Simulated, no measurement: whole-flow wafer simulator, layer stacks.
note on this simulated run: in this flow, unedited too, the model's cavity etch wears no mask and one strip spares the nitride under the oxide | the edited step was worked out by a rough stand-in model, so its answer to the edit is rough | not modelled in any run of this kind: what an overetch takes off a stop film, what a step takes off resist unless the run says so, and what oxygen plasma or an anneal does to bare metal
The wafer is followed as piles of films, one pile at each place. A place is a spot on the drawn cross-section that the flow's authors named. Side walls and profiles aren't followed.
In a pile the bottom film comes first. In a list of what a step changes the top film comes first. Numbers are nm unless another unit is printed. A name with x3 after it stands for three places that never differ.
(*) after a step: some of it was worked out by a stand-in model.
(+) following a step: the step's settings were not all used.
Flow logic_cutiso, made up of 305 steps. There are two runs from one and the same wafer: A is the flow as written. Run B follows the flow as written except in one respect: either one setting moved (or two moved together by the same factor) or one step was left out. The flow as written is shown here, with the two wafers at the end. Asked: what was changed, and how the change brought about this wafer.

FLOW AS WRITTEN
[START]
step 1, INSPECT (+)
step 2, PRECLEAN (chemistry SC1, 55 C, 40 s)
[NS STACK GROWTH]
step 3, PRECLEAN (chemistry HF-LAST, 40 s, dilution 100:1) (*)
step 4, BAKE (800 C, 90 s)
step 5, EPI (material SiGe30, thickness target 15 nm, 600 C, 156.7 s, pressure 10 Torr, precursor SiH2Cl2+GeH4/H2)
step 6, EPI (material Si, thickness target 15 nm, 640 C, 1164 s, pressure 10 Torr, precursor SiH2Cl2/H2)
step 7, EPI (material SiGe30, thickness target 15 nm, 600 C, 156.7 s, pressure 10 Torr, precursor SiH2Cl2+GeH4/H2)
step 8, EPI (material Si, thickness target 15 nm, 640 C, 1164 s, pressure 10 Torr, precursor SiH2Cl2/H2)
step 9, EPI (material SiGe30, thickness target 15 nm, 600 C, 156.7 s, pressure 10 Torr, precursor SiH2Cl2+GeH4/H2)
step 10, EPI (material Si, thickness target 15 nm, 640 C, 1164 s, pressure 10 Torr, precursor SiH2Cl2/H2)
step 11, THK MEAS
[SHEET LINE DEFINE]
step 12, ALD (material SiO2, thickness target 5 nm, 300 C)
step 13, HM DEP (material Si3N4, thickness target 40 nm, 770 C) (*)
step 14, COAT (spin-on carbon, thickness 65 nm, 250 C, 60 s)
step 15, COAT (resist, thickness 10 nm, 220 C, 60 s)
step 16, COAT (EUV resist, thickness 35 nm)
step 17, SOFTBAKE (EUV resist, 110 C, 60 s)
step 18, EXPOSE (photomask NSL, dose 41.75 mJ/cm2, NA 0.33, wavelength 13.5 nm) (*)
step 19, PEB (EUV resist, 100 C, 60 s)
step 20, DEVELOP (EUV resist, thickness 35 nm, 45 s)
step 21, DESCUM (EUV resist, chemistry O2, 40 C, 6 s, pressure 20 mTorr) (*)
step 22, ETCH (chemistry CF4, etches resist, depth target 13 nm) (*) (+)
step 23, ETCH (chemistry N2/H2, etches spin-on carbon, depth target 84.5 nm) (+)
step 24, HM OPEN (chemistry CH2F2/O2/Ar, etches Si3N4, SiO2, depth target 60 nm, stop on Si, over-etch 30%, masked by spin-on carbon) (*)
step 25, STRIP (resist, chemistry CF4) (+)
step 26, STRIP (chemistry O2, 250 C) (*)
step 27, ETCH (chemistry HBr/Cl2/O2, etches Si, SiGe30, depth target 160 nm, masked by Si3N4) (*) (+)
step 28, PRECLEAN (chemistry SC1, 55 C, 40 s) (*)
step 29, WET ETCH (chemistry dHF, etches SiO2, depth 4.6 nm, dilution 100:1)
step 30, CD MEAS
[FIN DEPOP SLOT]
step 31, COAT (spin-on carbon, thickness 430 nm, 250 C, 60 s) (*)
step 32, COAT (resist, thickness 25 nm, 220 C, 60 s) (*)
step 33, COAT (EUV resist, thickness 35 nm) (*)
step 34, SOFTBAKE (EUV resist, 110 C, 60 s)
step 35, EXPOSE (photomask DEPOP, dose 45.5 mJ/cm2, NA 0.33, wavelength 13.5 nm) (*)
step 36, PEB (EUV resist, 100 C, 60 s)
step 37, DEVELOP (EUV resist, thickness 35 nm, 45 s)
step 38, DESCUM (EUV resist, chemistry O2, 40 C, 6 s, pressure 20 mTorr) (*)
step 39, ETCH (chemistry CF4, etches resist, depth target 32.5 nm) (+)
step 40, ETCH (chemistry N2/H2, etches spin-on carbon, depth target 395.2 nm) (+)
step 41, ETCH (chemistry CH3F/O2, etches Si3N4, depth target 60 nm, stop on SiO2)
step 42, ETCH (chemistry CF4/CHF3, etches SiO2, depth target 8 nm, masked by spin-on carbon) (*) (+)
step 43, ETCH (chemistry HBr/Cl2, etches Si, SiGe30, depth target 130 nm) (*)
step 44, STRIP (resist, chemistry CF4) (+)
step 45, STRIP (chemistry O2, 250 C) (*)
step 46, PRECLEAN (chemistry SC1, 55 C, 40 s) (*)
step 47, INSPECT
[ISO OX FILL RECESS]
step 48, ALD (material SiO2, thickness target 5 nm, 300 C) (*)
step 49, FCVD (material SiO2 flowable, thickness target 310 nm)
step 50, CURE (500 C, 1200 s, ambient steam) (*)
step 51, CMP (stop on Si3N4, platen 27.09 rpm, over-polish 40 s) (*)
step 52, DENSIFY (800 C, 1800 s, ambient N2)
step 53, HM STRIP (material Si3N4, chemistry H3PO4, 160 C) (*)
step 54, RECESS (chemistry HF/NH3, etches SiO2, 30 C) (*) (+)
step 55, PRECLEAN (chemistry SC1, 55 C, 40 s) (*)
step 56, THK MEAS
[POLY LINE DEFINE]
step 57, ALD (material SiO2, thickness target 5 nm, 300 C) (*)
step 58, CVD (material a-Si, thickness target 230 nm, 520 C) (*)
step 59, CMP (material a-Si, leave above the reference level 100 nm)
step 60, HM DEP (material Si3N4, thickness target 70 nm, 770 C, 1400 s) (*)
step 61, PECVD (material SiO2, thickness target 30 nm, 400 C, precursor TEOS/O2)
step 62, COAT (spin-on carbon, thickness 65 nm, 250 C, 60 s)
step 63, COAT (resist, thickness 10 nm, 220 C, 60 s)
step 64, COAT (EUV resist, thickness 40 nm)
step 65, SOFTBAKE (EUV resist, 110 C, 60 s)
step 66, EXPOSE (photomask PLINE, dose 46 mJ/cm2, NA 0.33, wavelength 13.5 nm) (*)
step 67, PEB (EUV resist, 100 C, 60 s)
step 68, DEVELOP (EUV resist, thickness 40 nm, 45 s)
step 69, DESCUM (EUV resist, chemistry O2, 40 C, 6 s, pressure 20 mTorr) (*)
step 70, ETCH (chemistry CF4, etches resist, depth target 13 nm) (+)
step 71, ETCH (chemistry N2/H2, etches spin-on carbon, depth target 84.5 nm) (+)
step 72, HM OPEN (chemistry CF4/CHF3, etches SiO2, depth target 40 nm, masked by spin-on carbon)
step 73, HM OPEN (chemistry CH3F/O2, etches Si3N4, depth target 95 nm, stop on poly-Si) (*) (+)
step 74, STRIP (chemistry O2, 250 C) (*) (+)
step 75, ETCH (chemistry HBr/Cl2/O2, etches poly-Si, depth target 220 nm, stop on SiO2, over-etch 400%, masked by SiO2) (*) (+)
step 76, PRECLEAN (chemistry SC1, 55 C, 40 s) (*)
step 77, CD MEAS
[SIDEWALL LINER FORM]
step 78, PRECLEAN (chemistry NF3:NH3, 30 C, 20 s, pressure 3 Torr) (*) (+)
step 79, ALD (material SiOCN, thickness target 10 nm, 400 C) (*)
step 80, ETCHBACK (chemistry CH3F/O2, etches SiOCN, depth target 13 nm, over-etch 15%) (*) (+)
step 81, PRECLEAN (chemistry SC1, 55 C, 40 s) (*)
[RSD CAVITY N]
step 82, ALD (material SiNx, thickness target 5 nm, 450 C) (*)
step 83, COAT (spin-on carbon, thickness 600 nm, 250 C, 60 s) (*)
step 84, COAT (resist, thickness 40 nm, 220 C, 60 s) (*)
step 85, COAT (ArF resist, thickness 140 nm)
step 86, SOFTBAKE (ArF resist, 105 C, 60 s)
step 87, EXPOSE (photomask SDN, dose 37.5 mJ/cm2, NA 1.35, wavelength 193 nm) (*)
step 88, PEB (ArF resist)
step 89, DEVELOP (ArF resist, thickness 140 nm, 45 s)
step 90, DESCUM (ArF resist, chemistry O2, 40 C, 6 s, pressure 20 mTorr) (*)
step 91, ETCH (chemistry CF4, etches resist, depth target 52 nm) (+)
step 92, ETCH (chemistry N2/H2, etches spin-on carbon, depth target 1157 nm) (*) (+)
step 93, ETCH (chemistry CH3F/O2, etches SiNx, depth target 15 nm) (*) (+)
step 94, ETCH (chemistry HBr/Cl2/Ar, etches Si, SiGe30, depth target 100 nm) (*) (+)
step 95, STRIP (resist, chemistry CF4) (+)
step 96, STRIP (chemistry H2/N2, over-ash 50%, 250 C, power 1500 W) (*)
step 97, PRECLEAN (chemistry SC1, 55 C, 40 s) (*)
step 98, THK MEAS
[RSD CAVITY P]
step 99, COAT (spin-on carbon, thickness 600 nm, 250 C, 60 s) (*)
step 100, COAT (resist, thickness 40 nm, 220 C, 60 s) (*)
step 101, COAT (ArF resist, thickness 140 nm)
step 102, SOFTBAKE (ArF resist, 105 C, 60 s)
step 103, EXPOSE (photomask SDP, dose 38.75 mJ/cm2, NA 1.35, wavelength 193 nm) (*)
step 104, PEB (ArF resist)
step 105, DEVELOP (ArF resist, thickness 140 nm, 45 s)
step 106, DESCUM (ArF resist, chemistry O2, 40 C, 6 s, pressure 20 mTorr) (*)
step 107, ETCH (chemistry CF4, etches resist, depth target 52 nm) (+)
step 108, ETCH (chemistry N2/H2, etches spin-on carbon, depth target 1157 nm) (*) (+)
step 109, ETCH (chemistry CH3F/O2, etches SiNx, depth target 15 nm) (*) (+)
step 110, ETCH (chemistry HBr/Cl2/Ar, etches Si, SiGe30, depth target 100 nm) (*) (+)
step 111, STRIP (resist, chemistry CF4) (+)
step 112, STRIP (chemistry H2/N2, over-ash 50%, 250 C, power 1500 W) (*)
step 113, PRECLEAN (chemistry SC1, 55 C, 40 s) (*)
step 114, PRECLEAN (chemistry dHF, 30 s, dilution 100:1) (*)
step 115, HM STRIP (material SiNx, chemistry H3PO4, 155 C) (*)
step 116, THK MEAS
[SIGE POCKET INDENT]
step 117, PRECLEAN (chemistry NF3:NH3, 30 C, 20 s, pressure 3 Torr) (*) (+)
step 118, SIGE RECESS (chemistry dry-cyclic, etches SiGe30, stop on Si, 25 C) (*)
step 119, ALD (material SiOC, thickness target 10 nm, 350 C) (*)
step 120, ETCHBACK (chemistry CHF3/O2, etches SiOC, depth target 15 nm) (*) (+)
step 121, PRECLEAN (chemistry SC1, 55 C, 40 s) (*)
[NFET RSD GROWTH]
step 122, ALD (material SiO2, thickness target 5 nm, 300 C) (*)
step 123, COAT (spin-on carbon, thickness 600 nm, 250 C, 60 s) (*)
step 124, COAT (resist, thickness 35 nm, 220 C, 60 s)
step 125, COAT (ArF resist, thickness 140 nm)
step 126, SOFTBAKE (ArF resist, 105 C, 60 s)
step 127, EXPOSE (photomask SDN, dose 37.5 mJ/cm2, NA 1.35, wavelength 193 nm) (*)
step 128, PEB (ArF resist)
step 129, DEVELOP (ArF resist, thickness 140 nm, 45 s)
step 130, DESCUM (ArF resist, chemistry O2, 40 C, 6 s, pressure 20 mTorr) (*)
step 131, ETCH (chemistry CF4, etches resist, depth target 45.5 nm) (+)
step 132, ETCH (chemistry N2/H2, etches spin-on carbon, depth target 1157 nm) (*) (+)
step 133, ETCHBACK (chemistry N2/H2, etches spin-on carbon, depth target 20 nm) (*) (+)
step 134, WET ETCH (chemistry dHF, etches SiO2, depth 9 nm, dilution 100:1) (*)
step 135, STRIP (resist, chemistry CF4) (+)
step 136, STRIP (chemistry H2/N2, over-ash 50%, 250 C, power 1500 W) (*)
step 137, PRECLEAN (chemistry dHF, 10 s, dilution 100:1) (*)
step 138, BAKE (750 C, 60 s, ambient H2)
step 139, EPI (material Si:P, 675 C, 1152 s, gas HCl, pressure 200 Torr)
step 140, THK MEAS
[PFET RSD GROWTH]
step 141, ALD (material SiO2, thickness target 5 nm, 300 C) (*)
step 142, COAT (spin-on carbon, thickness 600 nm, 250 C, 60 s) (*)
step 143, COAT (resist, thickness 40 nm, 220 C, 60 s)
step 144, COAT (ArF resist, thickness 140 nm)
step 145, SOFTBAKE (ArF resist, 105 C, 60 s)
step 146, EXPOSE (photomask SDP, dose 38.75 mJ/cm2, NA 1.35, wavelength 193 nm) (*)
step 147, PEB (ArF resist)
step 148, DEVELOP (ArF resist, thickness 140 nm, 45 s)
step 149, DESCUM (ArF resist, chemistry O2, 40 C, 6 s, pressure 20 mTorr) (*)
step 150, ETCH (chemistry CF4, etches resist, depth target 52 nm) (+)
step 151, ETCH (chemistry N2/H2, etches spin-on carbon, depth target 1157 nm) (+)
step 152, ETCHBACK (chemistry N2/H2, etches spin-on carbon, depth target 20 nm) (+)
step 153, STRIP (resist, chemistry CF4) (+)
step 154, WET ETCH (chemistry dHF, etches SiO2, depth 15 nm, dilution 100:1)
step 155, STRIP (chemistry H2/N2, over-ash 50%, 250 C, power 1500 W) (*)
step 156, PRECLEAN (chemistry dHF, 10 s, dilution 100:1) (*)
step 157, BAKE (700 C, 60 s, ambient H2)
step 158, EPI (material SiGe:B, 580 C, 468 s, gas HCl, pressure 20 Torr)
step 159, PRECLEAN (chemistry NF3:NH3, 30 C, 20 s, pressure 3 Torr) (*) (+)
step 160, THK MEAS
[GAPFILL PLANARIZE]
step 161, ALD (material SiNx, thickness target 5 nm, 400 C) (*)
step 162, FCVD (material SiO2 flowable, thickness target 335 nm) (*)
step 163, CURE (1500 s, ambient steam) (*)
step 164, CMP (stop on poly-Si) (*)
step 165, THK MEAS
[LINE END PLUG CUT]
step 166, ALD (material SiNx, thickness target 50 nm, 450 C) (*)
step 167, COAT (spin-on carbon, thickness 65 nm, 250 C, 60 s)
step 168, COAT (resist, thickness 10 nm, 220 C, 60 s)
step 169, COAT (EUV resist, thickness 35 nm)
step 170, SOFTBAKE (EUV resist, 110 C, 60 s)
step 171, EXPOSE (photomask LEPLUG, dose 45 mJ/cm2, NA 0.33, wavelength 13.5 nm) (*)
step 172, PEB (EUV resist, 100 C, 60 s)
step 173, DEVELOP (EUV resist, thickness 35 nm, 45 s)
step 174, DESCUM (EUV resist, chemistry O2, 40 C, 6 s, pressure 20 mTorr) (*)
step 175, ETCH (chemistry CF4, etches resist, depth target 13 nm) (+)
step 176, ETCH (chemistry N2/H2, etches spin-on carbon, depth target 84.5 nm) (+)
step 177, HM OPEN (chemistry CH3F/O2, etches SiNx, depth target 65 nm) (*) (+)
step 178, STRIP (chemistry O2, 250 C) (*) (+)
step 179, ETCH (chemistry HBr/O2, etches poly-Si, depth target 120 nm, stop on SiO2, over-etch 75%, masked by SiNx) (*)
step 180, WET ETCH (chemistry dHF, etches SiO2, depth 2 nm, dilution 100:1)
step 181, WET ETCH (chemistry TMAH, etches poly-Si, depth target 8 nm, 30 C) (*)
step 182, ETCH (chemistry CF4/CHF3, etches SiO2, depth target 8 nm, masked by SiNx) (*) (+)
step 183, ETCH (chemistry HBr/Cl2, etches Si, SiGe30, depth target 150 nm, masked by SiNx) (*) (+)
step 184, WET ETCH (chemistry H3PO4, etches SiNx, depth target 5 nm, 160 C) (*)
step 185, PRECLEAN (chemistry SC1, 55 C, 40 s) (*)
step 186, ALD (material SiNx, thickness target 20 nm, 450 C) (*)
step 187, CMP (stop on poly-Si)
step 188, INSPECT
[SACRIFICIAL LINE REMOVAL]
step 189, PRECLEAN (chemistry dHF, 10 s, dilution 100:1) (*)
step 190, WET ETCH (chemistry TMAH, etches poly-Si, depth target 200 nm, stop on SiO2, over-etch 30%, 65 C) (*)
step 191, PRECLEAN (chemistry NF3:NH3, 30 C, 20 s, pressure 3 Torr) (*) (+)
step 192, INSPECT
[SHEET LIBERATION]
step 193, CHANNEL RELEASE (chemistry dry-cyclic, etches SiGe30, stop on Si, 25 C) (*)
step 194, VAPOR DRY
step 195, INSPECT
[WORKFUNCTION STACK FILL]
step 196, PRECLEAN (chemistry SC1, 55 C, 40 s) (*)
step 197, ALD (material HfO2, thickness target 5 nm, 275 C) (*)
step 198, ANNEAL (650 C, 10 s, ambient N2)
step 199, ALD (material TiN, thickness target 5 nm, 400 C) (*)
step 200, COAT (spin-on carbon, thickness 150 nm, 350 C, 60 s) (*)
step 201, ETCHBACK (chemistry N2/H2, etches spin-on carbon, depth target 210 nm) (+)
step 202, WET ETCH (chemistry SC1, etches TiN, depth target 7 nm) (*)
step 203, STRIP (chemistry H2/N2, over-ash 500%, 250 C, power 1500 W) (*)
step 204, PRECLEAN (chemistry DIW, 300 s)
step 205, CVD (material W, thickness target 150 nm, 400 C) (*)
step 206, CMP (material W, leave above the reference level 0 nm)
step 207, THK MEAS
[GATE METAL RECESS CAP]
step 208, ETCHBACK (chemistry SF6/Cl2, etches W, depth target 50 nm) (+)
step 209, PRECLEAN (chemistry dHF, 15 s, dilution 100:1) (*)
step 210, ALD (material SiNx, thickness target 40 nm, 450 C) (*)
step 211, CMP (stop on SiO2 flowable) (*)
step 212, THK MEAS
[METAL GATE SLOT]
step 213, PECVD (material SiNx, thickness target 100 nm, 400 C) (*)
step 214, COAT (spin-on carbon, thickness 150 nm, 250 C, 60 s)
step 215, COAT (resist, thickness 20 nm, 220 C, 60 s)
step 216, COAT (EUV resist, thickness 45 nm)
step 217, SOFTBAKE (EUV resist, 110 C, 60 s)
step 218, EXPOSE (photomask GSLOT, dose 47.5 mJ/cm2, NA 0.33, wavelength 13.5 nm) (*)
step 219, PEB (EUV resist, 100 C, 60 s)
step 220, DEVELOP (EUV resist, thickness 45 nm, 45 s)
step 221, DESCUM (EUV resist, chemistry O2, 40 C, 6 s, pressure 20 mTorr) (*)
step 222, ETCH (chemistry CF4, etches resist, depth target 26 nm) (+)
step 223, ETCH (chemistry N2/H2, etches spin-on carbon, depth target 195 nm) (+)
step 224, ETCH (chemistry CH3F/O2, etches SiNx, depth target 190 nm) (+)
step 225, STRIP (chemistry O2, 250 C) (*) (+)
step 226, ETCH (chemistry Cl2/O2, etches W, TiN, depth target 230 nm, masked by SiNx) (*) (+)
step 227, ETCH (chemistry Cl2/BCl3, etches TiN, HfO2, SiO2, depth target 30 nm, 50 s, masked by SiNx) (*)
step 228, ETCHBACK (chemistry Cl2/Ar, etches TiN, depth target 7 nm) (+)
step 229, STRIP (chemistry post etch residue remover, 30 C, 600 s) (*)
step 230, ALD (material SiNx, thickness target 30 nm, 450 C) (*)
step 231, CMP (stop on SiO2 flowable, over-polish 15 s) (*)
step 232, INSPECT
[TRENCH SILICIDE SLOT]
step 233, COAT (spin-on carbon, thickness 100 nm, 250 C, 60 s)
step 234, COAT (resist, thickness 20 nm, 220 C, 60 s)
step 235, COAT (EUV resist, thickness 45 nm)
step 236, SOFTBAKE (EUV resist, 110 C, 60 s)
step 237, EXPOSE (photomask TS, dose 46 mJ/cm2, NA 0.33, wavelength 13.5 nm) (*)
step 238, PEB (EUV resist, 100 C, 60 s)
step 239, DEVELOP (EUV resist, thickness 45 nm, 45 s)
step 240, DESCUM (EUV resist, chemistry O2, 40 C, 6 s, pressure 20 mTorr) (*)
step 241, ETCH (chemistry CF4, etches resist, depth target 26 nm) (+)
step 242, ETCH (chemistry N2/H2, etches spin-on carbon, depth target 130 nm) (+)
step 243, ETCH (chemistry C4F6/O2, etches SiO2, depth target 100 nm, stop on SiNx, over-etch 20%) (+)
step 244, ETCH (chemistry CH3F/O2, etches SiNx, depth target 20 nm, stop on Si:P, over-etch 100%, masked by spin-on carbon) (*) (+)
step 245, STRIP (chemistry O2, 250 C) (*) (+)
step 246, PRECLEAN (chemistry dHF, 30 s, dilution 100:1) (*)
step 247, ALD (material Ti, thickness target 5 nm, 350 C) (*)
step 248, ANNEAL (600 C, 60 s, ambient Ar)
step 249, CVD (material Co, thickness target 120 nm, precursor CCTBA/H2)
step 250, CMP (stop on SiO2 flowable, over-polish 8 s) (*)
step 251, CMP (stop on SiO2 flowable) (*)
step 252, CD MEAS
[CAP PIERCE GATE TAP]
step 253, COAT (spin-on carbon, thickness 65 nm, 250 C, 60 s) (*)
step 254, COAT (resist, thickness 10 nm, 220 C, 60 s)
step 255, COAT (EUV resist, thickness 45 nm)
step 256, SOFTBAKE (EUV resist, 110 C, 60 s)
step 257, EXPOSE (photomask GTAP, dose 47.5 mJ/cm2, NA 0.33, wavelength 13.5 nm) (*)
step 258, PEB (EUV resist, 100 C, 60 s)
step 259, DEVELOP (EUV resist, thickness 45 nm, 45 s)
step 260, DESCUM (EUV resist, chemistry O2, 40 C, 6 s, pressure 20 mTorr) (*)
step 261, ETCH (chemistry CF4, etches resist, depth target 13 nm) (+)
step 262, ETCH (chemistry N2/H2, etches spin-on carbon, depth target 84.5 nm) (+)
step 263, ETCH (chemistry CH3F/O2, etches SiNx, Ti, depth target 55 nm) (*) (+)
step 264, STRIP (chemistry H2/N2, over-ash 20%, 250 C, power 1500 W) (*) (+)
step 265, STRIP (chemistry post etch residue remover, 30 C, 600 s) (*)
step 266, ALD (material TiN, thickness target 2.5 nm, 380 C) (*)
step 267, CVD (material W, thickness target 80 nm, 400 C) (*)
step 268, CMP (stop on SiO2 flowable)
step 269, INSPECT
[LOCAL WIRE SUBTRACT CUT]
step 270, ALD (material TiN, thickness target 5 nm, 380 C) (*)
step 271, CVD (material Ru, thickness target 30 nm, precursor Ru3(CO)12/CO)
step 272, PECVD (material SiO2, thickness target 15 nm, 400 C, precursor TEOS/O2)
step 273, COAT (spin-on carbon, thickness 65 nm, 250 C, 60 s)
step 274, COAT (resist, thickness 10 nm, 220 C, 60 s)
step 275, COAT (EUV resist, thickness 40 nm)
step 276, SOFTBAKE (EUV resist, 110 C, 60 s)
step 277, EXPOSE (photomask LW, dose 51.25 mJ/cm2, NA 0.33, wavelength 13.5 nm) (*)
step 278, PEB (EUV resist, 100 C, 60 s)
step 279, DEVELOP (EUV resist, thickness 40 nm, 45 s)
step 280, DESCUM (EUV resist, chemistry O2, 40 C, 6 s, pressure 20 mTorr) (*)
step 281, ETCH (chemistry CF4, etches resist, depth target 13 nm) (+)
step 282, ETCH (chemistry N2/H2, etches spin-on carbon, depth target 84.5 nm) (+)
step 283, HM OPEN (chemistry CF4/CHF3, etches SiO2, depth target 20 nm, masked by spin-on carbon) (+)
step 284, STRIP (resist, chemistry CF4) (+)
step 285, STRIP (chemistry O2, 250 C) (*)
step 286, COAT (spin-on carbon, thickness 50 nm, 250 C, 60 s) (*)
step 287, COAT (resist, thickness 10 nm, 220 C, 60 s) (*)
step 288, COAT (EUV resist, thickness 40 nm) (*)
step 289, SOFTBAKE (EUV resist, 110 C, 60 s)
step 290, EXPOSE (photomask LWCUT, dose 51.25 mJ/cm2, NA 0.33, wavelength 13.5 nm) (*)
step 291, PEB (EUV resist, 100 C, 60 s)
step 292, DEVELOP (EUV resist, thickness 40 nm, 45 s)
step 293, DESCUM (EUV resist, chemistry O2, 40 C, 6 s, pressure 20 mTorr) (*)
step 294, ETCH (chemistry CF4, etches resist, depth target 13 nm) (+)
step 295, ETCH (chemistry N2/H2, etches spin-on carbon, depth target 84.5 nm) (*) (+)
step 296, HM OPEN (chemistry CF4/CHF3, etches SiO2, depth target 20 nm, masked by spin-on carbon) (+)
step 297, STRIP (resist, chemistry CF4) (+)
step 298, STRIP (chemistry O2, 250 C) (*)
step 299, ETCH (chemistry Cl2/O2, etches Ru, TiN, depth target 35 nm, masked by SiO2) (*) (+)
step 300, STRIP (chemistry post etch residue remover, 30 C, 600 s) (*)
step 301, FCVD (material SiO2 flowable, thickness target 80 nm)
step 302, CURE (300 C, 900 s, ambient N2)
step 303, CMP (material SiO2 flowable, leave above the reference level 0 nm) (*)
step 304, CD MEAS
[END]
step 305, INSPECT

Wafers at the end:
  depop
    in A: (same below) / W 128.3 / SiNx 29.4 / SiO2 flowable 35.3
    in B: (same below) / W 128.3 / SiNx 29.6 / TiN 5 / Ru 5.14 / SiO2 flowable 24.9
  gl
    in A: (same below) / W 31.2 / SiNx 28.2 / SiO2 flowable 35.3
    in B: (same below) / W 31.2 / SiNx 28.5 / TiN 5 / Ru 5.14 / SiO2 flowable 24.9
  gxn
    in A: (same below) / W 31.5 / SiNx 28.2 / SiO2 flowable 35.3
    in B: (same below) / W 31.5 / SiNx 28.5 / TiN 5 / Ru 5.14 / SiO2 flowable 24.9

The reason: step 299, ETCH: depth target 24.5 nm was run, though the flow has depth target 35 nm.

Step by step, how the change led to this:
  step 299, ETCH (chemistry Cl2/O2, etches Ru, TiN, depth target 35 nm, masked by SiO2) (*) (+)
      depop, dpovl, gfld and 15 more: A -29.6 Ru (all of it), -5 TiN (all of it) | B -24.5 Ru
  step 301, FCVD (material SiO2 flowable, thickness target 80 nm)
      iso, rsdx: A +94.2 SiO2 flowable | B +91.4 SiO2 flowable (new film)
      gfld, gl, glp, gxf, gxn, gxp, plug: A +94.4 SiO2 flowable (new film) | B +91.4 SiO2 flowable (new film)
      (and at 8 other places as well)
  step 303, CMP (material SiO2 flowable, leave above the reference level 0 nm) (*)
      gfld, gl, glp and 10 more: A -59.2 SiO2 flowable | B -66.5 SiO2 flowable
      depop, dpovl, isow, ns, nsgap: A -44.7 SiO2 flowable | B -55.1 SiO2 flowable
      (and at 4 other places as well)
With metal films that touch counted as one body, depop has 2 bodies (between them, from the top down: SiNx 29.6); the flow as written gives 1 body.
With metal films that touch counted as one body, gl has 5 bodies (between them, from the top down: SiNx 28.5; HfO2 5 / chemical SiO2 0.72 / Si 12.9 / chemical SiO2 0.8 / HfO2 5; HfO2 5 / chemical SiO2 0.8 / Si 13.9 / chemical SiO2 0.8 / HfO2 5; HfO2 5 / chemical SiO2 0.8 / Si 13.9 / chemical SiO2 0.8 / HfO2 5); the flow as written gives 4 bodies (between them, from the top down: HfO2 5 / chemical SiO2 0.72 / Si 12.9 / chemical SiO2 0.8 / HfO2 5; HfO2 5 / chemical SiO2 0.8 / Si 13.9 / chemical SiO2 0.8 / HfO2 5; HfO2 5 / chemical SiO2 0.8 / Si 13.9 / chemical SiO2 0.8 / HfO2 5).
With metal films that touch counted as one body, gxn has 5 bodies (between them, from the top down: SiNx 28.5; HfO2 5 / chemical SiO2 0.72 / Si 12.9 / chemical SiO2 0.8 / HfO2 5; HfO2 5 / chemical SiO2 0.8 / Si 13.9 / chemical SiO2 0.8 / HfO2 5; HfO2 5 / chemical SiO2 0.8 / Si 13.9 / chemical SiO2 0.8 / HfO2 5); the flow as written gives 4 bodies (between them, from the top down: HfO2 5 / chemical SiO2 0.72 / Si 12.9 / chemical SiO2 0.8 / HfO2 5; HfO2 5 / chemical SiO2 0.8 / Si 13.9 / chemical SiO2 0.8 / HfO2 5; HfO2 5 / chemical SiO2 0.8 / Si 13.9 / chemical SiO2 0.8 / HfO2 5).
